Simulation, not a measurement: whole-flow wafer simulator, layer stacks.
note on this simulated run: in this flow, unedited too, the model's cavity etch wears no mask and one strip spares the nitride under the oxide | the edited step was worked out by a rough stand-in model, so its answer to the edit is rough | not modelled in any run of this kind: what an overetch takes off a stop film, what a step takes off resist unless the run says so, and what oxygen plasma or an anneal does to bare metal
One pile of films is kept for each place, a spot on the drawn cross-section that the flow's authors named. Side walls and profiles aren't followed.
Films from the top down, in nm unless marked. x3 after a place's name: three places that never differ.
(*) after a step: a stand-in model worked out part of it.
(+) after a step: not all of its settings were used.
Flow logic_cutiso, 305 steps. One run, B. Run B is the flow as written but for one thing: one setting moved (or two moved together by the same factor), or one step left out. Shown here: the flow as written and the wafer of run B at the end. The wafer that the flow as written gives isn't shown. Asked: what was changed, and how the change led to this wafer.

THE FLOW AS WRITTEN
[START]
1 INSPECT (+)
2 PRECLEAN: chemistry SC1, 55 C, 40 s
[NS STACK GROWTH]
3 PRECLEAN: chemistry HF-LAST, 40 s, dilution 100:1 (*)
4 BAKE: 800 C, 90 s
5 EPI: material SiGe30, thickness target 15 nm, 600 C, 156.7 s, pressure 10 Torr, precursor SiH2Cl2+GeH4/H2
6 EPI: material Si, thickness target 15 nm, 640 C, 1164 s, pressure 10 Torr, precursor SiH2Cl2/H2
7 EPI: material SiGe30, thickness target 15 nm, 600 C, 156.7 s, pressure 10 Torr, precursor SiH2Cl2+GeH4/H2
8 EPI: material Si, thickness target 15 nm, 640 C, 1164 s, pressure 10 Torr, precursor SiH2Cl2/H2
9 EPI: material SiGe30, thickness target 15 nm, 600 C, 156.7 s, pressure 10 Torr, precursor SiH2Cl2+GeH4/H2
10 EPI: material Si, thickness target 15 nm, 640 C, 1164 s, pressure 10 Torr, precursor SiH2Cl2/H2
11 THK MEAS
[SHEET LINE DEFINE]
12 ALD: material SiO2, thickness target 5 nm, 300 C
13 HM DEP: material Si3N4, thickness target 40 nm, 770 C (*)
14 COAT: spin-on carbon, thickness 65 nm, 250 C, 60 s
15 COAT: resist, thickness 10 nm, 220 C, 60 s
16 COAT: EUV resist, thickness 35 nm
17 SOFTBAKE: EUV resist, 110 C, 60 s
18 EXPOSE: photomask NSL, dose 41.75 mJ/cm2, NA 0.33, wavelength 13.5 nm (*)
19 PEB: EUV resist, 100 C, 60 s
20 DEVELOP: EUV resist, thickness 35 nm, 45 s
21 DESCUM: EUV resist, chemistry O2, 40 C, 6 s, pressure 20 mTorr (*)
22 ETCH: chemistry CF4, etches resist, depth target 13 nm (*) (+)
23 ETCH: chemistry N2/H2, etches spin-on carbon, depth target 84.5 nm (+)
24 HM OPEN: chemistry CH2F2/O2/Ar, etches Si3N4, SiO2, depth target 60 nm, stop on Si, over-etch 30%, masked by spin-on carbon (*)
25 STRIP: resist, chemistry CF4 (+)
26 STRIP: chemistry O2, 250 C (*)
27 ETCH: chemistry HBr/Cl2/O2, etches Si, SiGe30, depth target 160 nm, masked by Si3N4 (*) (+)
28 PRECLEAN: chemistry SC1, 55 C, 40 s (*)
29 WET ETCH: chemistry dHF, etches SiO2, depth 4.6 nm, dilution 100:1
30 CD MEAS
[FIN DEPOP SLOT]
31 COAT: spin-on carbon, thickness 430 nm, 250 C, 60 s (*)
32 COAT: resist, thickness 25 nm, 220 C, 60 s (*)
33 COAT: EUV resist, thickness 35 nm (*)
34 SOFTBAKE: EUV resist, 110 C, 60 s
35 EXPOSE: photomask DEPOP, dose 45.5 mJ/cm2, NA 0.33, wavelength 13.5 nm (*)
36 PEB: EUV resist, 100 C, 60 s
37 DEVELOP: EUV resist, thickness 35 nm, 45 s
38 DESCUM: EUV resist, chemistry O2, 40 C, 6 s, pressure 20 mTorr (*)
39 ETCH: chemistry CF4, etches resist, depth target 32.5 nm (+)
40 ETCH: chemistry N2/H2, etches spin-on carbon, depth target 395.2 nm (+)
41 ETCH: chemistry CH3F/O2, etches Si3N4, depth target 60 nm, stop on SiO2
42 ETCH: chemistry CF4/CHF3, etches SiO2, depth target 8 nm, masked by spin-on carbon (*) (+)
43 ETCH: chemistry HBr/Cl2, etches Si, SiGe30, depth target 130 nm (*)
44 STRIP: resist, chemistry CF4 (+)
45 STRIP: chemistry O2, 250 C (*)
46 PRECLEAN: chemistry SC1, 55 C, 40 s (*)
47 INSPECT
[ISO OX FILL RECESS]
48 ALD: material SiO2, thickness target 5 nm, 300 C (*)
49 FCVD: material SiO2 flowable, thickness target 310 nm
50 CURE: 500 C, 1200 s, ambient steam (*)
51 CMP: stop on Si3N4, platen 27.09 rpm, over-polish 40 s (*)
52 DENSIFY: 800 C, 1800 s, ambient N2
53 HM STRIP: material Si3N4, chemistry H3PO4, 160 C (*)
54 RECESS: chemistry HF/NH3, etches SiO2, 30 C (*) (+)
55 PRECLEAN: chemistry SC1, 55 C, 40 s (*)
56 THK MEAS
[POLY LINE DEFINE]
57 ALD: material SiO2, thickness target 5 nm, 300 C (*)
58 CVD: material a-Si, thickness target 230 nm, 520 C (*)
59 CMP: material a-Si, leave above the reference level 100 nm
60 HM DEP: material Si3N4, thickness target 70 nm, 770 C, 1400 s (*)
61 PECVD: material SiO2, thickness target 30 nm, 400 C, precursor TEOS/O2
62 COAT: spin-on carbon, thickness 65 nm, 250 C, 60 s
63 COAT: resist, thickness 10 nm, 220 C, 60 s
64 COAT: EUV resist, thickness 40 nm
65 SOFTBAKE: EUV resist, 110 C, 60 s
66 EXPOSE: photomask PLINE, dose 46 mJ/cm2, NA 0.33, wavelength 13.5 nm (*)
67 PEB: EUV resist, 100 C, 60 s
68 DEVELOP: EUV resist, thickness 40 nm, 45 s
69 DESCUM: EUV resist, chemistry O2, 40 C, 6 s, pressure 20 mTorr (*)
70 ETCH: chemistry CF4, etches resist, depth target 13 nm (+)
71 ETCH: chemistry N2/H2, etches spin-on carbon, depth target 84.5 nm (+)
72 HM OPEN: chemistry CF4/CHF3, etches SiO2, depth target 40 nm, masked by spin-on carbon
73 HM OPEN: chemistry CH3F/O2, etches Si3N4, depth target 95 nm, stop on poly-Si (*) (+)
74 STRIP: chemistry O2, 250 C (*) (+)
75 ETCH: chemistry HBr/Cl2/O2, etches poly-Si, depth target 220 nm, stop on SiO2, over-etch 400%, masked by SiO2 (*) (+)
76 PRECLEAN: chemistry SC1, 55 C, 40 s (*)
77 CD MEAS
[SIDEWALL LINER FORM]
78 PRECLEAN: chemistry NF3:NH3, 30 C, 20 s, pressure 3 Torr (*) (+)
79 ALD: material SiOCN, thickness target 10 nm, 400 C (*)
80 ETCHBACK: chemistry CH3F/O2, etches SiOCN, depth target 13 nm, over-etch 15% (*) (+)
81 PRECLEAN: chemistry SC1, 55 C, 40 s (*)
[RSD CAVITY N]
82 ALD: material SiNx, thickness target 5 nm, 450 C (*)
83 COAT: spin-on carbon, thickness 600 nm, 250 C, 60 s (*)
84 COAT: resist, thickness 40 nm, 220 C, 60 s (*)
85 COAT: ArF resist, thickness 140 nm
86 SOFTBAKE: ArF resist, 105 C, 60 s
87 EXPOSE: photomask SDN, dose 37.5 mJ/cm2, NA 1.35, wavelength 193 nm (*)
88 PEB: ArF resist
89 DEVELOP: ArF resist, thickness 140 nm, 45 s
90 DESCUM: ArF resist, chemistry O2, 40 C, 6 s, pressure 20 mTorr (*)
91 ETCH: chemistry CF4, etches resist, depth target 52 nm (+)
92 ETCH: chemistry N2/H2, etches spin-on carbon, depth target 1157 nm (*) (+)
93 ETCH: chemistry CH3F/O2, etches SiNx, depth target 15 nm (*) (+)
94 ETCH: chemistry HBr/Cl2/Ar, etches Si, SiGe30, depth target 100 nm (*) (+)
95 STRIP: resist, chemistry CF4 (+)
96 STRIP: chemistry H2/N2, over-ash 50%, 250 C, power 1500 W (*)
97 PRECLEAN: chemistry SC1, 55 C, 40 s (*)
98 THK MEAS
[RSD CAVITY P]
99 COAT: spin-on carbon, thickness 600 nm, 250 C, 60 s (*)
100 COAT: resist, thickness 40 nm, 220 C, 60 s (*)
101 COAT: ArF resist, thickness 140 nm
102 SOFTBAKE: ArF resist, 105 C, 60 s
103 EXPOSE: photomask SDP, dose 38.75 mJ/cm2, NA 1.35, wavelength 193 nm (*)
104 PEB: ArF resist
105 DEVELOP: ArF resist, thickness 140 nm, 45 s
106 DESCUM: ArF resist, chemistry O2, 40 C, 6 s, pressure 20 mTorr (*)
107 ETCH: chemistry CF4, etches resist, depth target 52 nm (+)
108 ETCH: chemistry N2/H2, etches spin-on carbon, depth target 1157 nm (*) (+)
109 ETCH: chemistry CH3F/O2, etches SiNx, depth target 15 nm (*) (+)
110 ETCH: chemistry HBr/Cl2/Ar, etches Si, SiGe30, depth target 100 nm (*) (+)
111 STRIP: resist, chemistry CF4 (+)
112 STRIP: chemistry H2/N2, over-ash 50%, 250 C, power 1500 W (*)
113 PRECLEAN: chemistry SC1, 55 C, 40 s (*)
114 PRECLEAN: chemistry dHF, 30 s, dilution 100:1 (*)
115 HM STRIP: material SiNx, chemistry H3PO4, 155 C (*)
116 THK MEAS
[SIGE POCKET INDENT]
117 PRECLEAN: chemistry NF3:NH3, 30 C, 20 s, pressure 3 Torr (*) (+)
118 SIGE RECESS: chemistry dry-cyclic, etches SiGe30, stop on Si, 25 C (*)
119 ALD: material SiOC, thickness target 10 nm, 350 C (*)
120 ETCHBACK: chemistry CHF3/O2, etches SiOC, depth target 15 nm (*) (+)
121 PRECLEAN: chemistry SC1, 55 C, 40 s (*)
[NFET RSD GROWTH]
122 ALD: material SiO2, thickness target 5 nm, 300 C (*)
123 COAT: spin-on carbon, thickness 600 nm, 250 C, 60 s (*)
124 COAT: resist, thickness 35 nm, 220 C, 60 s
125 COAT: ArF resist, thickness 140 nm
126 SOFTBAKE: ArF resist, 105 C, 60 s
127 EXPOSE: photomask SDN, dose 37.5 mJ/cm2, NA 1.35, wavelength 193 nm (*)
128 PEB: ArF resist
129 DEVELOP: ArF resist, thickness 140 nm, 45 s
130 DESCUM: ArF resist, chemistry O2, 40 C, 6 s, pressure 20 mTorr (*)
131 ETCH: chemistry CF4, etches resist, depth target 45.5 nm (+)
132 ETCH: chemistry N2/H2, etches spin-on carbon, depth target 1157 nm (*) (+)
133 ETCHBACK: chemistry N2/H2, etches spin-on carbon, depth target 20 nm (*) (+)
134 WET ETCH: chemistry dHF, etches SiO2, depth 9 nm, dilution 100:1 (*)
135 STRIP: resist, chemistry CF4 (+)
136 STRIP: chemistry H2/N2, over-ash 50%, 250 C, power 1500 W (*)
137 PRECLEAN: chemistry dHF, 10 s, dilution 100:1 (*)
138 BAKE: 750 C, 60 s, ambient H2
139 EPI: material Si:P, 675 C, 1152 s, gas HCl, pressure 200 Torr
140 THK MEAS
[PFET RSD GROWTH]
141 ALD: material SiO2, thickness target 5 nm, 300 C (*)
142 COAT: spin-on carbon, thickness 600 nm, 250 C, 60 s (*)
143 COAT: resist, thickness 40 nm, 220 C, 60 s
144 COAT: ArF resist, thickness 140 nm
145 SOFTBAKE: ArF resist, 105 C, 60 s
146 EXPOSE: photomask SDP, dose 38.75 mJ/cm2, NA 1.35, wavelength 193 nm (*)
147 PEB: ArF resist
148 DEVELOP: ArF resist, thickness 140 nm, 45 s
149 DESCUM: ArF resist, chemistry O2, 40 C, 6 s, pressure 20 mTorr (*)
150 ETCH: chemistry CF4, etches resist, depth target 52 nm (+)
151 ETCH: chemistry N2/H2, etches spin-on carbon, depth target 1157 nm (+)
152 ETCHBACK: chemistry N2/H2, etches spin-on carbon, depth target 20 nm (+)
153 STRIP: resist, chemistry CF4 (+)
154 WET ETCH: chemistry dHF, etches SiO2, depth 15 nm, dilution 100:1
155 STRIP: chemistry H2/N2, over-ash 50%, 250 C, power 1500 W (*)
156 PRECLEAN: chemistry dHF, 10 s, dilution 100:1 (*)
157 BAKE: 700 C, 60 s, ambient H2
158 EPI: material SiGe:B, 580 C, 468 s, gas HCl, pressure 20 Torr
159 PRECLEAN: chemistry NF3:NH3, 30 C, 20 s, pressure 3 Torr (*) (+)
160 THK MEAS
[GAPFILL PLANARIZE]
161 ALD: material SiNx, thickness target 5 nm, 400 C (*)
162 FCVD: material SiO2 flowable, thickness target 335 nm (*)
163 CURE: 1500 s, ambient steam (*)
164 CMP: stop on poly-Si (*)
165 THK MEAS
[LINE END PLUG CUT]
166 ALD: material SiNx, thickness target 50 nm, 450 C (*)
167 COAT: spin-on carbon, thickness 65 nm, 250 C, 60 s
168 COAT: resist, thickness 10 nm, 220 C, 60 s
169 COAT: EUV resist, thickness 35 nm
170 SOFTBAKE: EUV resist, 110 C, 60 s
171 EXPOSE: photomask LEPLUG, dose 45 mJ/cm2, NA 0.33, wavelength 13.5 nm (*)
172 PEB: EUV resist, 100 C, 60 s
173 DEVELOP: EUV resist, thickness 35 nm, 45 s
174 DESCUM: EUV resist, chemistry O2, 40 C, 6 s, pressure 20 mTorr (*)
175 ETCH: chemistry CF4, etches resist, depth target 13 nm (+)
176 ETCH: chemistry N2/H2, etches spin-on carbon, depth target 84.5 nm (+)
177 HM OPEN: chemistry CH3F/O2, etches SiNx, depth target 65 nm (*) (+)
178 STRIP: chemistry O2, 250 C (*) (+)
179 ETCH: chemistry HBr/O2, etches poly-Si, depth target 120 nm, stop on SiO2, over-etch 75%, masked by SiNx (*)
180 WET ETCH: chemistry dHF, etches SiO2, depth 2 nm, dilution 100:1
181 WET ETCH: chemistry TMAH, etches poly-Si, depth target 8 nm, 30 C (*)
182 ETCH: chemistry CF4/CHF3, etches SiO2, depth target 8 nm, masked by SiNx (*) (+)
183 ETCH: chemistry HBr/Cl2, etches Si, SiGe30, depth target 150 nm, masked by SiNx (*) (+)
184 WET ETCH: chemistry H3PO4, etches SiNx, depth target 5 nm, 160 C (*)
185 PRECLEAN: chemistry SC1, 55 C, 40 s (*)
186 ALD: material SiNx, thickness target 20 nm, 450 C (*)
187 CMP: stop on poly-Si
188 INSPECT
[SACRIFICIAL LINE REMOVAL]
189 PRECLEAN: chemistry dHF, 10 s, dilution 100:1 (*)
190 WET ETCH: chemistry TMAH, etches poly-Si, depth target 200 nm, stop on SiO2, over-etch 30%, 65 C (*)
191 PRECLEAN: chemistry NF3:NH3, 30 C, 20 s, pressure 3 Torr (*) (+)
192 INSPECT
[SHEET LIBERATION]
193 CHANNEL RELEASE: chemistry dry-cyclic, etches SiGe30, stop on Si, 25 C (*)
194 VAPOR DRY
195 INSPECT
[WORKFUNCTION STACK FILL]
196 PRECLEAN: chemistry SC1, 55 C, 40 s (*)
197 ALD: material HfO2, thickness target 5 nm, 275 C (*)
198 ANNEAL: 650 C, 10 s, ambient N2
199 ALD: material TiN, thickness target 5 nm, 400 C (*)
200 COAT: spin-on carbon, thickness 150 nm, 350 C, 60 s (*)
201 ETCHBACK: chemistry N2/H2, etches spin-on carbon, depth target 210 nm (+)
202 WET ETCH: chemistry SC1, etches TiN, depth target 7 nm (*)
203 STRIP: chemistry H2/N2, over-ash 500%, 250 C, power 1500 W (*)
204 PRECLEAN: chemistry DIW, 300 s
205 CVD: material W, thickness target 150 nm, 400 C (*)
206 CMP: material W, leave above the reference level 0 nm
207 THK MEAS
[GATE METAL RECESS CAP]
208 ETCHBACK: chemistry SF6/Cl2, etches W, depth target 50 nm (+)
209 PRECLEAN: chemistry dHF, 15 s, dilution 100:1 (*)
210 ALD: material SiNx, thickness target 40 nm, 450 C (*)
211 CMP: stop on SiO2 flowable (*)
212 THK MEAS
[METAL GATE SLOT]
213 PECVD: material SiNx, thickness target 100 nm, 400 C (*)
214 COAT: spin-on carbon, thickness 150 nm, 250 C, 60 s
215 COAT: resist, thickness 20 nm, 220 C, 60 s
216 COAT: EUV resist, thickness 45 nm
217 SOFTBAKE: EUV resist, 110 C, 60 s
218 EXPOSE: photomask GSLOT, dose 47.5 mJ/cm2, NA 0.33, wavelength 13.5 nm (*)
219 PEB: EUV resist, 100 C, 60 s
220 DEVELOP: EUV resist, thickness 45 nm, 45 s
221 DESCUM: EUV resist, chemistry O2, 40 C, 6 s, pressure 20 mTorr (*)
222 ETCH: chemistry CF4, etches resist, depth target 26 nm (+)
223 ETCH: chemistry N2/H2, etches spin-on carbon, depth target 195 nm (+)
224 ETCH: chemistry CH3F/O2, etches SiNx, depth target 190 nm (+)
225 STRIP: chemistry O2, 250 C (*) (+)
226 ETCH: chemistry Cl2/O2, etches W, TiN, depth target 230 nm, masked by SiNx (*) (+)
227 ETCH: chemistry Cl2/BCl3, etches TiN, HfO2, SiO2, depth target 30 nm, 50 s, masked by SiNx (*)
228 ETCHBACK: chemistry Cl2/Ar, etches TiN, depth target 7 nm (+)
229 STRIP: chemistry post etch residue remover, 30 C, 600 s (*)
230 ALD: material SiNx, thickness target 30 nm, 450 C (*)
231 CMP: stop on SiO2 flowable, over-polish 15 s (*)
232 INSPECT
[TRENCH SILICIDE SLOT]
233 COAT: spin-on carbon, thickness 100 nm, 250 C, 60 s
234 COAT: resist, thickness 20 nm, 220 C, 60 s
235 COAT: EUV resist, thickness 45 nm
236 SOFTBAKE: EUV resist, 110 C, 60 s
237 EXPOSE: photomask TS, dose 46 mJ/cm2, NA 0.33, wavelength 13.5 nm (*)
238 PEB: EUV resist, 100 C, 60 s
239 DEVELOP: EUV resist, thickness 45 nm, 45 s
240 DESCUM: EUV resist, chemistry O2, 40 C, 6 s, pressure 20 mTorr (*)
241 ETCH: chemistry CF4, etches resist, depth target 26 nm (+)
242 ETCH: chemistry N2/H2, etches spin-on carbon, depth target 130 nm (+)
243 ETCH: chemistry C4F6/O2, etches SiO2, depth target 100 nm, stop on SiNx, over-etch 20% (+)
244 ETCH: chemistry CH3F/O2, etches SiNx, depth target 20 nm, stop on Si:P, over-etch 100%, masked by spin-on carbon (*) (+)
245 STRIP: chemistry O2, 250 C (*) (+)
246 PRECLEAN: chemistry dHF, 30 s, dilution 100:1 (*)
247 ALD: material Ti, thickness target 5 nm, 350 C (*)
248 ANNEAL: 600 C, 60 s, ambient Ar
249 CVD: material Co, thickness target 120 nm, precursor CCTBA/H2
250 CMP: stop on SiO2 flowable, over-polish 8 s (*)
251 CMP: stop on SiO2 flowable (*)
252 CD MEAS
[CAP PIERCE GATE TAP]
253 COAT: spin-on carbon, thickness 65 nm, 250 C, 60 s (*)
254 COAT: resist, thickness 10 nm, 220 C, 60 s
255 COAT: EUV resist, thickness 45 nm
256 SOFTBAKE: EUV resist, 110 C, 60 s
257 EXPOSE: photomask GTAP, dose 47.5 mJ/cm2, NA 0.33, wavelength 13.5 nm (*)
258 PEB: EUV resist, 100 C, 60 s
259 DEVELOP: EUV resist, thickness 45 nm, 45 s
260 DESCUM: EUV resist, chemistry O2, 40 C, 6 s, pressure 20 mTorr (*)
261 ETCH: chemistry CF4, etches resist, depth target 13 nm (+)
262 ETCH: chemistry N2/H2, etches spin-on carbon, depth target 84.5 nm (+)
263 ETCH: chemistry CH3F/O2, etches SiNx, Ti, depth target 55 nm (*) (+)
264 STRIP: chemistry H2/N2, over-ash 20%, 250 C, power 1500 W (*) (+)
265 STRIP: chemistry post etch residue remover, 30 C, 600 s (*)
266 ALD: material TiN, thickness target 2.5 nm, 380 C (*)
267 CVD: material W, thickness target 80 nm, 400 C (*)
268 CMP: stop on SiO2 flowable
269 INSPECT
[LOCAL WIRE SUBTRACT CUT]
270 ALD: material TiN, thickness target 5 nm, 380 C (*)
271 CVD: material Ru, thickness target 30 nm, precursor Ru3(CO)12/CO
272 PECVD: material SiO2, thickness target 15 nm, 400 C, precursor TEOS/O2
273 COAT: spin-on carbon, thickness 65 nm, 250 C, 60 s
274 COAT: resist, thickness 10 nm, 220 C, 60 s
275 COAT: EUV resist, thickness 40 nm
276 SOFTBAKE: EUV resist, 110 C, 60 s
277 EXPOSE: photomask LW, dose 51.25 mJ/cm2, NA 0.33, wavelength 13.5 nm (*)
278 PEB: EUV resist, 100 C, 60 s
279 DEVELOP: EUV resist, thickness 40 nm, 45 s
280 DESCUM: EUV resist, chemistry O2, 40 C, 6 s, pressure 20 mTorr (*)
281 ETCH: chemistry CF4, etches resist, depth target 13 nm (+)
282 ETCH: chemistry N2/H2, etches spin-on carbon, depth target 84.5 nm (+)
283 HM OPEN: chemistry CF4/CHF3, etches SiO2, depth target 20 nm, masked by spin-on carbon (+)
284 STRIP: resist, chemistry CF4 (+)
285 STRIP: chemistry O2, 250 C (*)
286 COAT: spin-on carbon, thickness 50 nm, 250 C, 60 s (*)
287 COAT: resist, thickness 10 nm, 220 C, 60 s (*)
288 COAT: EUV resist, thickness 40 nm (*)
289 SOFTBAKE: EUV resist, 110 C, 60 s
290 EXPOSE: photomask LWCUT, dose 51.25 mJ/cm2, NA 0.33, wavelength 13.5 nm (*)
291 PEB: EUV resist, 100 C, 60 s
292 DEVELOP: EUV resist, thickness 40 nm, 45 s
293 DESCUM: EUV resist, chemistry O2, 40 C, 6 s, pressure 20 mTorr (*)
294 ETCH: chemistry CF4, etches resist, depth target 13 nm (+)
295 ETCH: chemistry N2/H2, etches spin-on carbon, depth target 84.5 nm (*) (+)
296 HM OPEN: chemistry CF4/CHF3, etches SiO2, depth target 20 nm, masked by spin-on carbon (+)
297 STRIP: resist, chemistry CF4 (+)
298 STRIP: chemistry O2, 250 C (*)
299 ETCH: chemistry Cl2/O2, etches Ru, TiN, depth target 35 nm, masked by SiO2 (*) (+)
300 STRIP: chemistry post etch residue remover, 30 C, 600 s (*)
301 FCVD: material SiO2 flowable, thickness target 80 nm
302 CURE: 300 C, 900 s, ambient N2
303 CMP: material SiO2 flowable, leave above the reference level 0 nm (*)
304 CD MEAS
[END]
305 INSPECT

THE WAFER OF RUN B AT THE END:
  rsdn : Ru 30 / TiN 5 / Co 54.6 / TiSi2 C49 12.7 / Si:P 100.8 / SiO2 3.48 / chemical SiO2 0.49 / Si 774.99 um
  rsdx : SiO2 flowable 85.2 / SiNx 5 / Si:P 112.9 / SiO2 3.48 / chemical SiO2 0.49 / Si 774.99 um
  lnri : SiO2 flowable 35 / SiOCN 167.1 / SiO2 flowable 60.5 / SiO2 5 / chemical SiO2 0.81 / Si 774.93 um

The cause: step 132, ETCH: depth target 636.4 nm was run, where the flow has depth target 1157 nm.

How the change led to this, step by step:
  132 ETCH: chemistry N2/H2, etches spin-on carbon, depth target 1157 nm (*) (+)
      gl, tap: spin-on carbon -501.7 (all of it), SiO2 -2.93 (as written it would be: spin-on carbon -501.7 (all of it), SiO2 -5 (all of it), Si3N4 -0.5)
      lnr, lnrt: spin-on carbon -496.5 (all of it), SiO2 -3.04 (as written it would be: spin-on carbon -496.5 (all of it), SiO2 -5 (all of it), SiOCN -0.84)
      (and at 18 more places)
  133 ETCHBACK: chemistry N2/H2, etches spin-on carbon, depth target 20 nm (*) (+)
      gl, tap: SiO2 -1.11 (as written it would be: Si3N4 -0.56)
      lnr, lnrt: SiO2 -1.11 (as written it would be: SiOCN -0.83)
      (and at 3 more places)
  134 WET ETCH: chemistry dHF, etches SiO2, depth 9 nm, dilution 100:1 (*)
      gl, tap: SiO2 -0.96 (all of it), Si3N4 -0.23 (as written it would be: Si3N4 -0.34)
      lnr, lnrt: SiO2 -0.85 (all of it), SiOCN -0.56 (as written it would be: SiOCN -0.51)
      (and at 3 more places)
  135 STRIP: resist, chemistry CF4 (+)
      depop, dpovl, gfld and 12 more: resist -13 (all of it) (as written it would be: resist -7.93 (all of it))
      lnr, lnrt: SiOCN -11 (as written it would be: SiOCN -6.67)
      (and at 3 more places)
  136 STRIP: chemistry H2/N2, over-ash 50%, 250 C, power 1500 W (*)
      rsdn, rsdx: spin-on carbon -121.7 (all of it) (as written it would be: nothing)
  137 PRECLEAN: chemistry dHF, 10 s, dilution 100:1 (*)
      rsdn, rsdx: SiO2 -1.52 (as written it would be: nothing)
  139 EPI: material Si:P, 675 C, 1152 s, gas HCl, pressure 200 Torr
      rsdn, rsdx: Si:P +112.9 (new film) (as written it would be: Si:P +116.9 (new film))
  141 ALD: material SiO2, thickness target 5 nm, 300 C (*)
      gxn: SiO2 +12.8 (new film) (as written it would be: SiO2 +10.1 (new film))
  162 FCVD: material SiO2 flowable, thickness target 335 nm (*)
      gl: SiO2 flowable +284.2 (new film) (as written it would be: SiO2 flowable +278.2 (new film))
      tap: SiO2 flowable +284.1 (new film) (as written it would be: SiO2 flowable +278.1 (new film))
  164 CMP: stop on poly-Si (*)
      lnr, lnrt: SiO2 flowable -262.9 (all of it), SiNx -5 (all of it), SiOCN -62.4 (as written it would be: SiO2 flowable -260.9 (all of it), SiNx -5 (all of it), SiOCN -65.1)
      gl: SiO2 flowable -276.7 (all of it), SiNx -5 (all of it), Si3N4 -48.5 (all of it) (as written it would be: SiO2 flowable -270.7 (all of it), SiNx -5 (all of it), Si3N4 -55.3 (all of it))
      (and at 2 more places)
